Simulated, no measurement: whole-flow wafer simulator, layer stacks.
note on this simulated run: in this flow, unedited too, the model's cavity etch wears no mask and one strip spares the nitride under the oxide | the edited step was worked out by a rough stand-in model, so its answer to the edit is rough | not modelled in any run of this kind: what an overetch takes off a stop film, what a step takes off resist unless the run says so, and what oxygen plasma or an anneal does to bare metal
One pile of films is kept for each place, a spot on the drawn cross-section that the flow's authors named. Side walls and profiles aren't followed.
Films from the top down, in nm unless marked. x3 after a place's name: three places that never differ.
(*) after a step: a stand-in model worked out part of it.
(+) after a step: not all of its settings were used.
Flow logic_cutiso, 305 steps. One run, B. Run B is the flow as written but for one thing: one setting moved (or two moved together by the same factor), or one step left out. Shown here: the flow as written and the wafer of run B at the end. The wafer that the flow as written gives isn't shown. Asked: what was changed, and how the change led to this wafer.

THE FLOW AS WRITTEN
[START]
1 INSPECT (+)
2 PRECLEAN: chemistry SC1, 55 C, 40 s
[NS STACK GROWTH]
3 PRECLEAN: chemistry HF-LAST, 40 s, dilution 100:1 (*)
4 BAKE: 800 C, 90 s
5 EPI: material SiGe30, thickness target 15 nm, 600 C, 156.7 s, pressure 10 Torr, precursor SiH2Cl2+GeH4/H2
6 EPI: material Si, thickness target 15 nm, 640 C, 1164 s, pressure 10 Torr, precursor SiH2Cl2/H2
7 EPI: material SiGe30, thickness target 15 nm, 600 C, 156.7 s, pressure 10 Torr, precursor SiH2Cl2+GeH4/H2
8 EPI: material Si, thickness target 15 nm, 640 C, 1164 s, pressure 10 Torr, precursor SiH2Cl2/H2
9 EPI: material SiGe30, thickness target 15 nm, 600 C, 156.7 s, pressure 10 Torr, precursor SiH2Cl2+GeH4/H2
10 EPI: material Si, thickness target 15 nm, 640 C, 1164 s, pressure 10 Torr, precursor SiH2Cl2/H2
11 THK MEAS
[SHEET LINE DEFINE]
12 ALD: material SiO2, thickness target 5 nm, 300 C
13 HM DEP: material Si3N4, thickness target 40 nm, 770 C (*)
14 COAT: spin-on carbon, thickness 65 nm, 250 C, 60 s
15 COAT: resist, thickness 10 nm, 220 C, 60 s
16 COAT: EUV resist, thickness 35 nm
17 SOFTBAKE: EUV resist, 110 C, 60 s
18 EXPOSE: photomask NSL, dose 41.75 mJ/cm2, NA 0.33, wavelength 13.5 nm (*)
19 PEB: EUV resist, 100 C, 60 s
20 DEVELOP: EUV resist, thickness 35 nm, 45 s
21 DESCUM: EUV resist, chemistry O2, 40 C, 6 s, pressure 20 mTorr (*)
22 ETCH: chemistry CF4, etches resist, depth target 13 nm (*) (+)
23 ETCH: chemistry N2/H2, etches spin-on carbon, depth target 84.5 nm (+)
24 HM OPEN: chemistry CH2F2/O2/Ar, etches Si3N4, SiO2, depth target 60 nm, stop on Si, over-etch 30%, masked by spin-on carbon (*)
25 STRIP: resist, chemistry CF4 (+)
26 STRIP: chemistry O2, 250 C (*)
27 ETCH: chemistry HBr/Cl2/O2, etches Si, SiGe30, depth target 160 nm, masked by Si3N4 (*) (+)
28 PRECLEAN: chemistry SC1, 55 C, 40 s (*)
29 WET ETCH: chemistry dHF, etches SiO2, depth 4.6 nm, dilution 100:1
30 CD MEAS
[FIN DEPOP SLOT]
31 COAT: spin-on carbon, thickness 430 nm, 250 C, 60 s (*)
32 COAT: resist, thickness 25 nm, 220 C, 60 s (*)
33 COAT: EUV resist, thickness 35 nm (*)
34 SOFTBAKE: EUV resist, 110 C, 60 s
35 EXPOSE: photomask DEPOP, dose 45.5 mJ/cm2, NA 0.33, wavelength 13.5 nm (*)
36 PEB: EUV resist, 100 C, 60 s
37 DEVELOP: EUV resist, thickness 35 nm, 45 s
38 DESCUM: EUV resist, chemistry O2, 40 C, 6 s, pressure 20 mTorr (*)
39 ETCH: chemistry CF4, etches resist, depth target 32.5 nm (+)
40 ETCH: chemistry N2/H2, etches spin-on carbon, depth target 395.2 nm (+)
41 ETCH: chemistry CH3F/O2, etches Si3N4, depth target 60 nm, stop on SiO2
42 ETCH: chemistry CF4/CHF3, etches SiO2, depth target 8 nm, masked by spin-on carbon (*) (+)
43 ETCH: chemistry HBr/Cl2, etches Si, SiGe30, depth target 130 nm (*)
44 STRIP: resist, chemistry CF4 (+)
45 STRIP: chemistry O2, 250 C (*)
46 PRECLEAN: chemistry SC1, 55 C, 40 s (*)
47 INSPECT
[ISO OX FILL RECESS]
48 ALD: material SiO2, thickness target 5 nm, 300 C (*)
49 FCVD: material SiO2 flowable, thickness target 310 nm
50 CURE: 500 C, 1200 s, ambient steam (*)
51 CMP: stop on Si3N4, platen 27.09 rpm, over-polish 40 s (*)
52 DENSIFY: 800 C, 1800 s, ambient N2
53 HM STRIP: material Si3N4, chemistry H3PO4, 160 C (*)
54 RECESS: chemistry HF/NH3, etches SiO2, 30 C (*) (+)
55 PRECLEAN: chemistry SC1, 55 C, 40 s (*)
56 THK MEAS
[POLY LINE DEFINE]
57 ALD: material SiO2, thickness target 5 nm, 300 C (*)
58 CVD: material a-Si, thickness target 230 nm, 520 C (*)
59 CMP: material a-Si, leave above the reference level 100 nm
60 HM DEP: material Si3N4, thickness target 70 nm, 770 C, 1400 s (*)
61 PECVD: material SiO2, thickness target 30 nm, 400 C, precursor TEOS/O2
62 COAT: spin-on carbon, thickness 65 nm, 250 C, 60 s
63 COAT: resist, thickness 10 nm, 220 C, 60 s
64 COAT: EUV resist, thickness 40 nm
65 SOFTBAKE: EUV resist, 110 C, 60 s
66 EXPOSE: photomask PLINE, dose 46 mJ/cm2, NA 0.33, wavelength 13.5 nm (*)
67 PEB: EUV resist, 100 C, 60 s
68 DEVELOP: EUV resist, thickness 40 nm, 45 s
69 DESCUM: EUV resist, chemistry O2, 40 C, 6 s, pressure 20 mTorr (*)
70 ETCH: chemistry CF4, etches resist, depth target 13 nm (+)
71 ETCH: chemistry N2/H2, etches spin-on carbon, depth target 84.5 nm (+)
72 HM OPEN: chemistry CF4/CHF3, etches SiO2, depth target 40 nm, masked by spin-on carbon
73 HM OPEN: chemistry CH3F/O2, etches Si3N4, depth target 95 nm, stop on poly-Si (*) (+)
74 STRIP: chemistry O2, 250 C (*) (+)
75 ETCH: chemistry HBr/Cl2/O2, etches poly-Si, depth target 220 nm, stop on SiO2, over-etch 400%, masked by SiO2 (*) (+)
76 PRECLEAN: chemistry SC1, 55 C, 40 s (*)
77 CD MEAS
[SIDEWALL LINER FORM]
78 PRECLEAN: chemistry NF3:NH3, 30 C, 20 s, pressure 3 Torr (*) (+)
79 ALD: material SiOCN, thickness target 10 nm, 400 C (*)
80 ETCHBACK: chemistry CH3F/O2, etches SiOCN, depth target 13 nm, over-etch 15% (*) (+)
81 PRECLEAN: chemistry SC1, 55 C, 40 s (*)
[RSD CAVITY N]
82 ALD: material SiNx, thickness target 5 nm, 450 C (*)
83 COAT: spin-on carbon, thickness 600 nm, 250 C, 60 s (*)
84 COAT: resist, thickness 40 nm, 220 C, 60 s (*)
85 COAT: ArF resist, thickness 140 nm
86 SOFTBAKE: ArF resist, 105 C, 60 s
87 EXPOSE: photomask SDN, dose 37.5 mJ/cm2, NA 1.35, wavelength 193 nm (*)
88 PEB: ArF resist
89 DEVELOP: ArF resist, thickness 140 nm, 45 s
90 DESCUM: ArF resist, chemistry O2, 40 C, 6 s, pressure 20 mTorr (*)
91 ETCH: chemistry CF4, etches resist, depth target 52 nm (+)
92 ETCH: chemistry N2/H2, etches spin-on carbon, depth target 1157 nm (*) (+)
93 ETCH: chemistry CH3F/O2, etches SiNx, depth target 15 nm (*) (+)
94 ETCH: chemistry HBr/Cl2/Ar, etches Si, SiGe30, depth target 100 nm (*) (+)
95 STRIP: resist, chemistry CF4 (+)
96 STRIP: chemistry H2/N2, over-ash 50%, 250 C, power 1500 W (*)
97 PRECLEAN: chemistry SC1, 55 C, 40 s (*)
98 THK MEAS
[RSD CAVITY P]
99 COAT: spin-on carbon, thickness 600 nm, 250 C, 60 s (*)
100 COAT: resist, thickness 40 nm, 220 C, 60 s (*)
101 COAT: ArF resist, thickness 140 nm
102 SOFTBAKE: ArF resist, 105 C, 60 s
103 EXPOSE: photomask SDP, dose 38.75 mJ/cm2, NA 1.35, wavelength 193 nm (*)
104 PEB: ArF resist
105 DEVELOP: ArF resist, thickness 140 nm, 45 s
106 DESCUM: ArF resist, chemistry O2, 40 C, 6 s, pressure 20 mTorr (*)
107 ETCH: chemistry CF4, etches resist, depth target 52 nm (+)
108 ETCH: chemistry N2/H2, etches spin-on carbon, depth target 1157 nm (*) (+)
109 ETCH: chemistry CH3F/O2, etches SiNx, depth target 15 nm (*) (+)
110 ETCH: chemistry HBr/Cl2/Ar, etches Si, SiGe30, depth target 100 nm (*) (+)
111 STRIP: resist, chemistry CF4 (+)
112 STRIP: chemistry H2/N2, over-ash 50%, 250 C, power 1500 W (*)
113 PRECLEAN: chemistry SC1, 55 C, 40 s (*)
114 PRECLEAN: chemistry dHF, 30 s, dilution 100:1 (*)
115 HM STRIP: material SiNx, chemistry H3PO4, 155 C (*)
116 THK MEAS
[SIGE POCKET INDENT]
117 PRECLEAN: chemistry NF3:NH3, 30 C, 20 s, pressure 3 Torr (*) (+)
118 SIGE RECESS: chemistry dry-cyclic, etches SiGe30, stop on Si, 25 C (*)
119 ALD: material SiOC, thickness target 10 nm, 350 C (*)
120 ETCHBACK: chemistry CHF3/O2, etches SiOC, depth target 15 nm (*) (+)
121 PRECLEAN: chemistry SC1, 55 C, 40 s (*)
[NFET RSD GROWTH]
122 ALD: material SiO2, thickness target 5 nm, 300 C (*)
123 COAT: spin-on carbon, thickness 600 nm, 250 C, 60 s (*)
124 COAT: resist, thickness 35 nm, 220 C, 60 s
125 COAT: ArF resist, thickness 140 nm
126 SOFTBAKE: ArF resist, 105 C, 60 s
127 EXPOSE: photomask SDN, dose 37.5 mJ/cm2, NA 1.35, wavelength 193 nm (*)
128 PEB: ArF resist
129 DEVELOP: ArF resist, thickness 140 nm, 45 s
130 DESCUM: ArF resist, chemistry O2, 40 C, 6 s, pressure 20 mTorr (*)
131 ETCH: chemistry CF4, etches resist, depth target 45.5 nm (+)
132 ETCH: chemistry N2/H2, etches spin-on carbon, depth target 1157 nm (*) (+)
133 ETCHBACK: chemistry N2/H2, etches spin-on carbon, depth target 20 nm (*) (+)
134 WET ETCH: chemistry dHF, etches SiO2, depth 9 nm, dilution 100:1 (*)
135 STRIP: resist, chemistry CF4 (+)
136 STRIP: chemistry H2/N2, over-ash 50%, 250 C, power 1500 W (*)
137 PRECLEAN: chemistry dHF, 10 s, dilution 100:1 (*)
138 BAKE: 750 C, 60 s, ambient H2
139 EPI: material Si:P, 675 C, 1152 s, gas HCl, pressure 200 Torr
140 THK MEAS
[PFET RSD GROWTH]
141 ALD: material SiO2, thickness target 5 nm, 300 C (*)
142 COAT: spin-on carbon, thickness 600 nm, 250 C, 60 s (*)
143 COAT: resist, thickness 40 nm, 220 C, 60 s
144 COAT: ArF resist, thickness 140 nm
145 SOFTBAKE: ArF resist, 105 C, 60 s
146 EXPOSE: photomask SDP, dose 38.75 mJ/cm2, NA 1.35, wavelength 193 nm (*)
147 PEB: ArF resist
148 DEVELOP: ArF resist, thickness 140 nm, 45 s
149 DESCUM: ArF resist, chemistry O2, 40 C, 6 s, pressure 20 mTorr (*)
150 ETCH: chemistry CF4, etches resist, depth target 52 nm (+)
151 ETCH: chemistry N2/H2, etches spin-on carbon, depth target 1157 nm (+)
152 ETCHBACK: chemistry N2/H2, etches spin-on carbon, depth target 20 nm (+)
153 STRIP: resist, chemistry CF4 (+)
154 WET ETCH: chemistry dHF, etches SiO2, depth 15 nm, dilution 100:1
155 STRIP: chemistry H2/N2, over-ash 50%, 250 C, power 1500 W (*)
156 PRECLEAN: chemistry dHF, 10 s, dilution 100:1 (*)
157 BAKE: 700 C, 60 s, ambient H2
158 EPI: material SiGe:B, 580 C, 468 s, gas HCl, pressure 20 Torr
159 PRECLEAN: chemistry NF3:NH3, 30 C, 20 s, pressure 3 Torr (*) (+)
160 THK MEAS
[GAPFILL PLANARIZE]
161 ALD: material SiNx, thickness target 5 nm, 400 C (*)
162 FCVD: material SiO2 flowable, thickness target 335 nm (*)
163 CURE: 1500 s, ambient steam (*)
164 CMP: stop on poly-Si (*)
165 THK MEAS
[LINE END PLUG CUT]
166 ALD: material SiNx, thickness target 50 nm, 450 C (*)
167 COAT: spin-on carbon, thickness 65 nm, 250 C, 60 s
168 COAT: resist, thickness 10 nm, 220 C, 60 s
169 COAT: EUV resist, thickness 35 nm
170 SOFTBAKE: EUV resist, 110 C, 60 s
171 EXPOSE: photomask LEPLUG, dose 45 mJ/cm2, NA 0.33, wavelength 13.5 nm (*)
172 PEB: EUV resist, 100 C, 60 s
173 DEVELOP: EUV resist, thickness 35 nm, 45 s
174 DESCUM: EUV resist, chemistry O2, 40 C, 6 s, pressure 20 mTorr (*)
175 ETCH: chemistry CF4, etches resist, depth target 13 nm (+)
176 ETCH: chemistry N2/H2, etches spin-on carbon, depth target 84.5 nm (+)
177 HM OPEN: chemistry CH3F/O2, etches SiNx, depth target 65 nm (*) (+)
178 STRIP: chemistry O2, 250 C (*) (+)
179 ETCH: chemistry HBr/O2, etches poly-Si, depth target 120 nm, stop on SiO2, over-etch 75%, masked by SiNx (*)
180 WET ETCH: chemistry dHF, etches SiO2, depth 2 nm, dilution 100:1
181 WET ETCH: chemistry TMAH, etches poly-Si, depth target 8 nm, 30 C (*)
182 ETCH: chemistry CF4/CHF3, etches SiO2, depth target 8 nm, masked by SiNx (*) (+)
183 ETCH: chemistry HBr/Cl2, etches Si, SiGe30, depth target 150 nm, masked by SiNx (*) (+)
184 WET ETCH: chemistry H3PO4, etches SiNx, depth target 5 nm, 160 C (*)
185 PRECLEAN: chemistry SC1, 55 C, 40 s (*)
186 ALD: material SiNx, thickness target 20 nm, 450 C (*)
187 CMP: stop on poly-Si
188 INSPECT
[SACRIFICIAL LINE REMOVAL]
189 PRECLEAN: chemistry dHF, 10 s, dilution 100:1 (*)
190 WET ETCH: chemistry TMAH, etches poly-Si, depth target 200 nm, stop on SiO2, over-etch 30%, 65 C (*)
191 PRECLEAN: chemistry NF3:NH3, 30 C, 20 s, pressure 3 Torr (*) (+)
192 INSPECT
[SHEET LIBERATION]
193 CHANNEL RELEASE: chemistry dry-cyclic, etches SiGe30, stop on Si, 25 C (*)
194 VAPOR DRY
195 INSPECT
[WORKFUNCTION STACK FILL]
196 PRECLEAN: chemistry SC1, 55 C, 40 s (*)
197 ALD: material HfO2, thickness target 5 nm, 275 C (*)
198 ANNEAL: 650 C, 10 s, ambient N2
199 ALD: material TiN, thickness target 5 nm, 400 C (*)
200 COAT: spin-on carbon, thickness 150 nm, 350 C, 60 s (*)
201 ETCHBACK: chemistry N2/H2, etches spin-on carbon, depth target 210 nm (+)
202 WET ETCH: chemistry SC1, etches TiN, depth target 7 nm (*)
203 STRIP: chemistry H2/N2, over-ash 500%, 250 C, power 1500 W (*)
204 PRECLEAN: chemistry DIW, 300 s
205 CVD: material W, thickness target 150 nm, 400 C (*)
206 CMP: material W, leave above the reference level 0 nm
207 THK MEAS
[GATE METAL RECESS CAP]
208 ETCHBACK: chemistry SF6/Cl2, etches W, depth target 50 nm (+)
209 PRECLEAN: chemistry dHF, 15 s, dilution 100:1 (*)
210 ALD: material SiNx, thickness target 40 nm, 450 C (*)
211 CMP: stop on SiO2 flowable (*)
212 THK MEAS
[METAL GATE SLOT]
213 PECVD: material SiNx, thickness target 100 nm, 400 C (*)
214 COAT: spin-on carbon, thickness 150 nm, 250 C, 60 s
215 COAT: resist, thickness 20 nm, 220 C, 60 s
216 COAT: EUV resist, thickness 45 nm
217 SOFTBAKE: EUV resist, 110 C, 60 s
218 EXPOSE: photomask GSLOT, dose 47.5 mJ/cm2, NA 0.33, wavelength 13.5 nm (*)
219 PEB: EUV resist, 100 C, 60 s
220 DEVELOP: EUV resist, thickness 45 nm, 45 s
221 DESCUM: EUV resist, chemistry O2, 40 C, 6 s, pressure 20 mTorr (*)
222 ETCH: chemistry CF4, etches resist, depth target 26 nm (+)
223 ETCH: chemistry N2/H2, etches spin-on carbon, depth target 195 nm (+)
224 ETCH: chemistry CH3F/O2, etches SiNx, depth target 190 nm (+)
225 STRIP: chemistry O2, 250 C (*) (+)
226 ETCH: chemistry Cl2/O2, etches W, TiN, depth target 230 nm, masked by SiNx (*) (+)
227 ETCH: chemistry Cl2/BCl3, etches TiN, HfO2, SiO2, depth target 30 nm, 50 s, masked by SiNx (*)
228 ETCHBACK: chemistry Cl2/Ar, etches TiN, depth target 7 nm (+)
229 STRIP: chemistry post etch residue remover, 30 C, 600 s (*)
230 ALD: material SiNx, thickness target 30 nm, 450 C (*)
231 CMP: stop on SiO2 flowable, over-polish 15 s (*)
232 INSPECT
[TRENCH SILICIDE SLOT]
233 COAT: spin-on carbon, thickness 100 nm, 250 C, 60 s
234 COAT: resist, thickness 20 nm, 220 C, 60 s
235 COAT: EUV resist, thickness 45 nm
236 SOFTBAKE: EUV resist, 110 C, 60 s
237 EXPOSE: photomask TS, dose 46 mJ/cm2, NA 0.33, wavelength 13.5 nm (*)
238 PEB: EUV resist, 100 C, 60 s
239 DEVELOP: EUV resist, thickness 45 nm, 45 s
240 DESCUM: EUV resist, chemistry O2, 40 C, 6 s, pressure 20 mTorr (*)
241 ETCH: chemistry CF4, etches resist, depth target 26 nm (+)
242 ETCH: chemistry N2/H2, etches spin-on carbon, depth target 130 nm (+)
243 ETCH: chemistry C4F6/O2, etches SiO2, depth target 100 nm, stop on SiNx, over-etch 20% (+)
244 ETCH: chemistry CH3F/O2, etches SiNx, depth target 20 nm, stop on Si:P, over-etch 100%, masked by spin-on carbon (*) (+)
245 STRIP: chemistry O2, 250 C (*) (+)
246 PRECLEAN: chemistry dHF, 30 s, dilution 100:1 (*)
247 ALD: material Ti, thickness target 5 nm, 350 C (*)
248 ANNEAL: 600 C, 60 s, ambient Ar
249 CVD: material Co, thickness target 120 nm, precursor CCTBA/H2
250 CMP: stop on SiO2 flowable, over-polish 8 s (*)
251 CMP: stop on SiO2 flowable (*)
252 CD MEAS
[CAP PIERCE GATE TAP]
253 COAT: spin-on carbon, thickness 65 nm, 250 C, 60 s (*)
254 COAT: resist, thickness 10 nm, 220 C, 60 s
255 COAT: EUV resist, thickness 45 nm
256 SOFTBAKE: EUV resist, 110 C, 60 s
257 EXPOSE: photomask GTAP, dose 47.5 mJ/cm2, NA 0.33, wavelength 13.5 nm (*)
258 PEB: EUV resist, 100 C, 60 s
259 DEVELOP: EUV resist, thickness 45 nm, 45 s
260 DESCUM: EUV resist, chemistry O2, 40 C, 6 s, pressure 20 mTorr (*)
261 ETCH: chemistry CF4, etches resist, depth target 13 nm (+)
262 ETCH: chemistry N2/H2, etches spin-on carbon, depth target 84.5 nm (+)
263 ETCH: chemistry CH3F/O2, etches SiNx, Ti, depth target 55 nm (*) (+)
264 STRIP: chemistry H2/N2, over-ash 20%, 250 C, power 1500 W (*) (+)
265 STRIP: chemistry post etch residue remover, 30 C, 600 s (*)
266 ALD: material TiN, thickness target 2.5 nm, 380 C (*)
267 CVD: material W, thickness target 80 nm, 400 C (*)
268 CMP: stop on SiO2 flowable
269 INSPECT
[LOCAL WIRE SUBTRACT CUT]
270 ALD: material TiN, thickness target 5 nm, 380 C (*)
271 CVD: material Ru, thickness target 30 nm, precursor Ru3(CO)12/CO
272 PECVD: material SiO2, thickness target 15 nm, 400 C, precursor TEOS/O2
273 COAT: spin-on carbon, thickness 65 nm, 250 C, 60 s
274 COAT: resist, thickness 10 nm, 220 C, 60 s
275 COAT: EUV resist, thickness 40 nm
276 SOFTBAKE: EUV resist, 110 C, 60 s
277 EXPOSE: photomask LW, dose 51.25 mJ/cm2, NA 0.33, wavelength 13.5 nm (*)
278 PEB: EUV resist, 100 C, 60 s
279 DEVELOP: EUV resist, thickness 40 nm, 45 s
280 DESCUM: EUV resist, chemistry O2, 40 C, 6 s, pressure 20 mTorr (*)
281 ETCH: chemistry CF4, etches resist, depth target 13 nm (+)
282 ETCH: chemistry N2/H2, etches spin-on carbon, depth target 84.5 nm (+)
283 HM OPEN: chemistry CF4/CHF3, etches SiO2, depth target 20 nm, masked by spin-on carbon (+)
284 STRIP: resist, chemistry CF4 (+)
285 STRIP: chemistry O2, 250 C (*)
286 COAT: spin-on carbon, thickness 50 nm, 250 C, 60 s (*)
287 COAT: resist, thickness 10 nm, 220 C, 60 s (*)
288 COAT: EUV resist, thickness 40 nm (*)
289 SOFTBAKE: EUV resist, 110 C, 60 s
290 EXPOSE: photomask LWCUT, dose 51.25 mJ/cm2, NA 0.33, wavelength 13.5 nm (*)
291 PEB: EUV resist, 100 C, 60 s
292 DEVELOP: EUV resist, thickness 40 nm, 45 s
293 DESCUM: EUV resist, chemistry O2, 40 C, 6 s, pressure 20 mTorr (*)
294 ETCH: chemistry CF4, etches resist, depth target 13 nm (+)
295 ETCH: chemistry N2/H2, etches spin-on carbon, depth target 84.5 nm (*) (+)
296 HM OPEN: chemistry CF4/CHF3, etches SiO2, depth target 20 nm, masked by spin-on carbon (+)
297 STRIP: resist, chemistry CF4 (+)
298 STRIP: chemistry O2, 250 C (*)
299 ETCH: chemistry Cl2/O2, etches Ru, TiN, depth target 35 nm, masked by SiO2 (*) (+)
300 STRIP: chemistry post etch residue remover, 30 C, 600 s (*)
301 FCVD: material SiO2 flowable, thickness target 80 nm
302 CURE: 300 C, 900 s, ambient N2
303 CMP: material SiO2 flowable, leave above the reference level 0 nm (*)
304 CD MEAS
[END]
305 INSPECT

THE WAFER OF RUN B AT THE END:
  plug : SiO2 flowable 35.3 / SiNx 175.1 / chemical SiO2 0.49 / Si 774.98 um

The cause: step 183, ETCH: depth target 105 nm was run, where the flow has depth target 150 nm.

How the change led to this, step by step:
  183 ETCH: chemistry HBr/Cl2, etches Si, SiGe30, depth target 150 nm, masked by SiNx (*) (+)
      depop, dpovl, gfld and 18 more: SiNx -15 (as written it would be: SiNx -21.4)
      plug: Si -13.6 (all of it), SiGe30 -15 (all of it), Si -15 (all of it), SiGe30 -15 (all of it), Si -15 (all of it), SiGe30 -15 (all of it), Si -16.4 (as written it would be: Si -13.6 (all of it), SiGe30 -15 (all of it), Si -15 (all of it), SiGe30 -15 (all of it), Si -15 (all of it), SiGe30 -15 (all of it), Si -61.4)
  186 ALD: material SiNx, thickness target 20 nm, 450 C (*)
      plug: SiNx +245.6 (new film) (as written it would be: SiNx +284.2 (new film))
  187 CMP: stop on poly-Si
      depop, dpovl, gfld and 18 more: SiNx -35 (all of it) (as written it would be: SiNx -28.6 (all of it))
      plug: SiNx -35 (as written it would be: SiNx -28.6)
